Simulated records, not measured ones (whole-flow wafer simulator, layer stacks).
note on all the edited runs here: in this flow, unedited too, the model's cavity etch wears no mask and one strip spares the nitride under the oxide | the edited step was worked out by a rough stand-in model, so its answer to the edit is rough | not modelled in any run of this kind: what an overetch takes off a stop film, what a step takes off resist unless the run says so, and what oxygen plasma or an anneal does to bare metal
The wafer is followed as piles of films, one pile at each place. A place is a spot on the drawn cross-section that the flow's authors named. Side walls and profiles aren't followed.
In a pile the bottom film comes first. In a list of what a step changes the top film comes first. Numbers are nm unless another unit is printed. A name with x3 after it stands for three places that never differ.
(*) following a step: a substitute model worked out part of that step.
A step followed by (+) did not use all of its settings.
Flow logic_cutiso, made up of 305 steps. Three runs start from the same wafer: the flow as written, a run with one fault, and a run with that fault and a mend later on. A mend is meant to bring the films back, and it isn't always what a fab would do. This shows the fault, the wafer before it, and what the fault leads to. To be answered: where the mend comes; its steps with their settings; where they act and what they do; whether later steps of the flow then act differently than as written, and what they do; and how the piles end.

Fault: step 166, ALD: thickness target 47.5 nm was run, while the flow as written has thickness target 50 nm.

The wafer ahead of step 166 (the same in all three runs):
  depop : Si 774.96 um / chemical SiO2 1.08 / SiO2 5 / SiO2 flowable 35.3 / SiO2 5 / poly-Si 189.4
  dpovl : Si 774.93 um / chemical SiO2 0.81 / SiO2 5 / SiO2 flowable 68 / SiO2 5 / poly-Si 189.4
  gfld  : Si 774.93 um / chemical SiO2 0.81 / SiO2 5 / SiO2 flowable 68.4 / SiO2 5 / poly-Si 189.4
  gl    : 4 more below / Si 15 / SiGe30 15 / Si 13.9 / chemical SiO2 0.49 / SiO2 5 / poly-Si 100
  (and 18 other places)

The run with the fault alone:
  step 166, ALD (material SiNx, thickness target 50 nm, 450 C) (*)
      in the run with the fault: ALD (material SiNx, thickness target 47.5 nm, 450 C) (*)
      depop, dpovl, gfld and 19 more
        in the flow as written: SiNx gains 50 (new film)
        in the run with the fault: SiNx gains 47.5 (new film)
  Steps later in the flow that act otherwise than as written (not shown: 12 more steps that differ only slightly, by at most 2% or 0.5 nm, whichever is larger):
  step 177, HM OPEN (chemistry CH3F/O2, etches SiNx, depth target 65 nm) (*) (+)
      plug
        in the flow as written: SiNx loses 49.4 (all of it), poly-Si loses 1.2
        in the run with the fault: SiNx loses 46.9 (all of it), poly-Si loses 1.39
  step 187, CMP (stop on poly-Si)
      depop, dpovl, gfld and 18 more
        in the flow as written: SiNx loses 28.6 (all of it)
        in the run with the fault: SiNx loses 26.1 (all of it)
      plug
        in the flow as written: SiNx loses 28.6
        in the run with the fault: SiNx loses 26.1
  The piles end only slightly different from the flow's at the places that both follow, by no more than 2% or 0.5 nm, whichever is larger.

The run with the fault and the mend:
  The mend stands after step 166.
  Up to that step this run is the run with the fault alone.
  step 166a, ALD (material SiNx, thickness target 2.5 nm, 450 C) (*) (the flow's step 166, run once more with other settings)
      depop, dpovl, gfld and 19 more
        SiNx gains 2.5
  Every later step of the flow that is run acts as written at every place that is followed.
  The piles end the same as the flow's at every place that both follow.
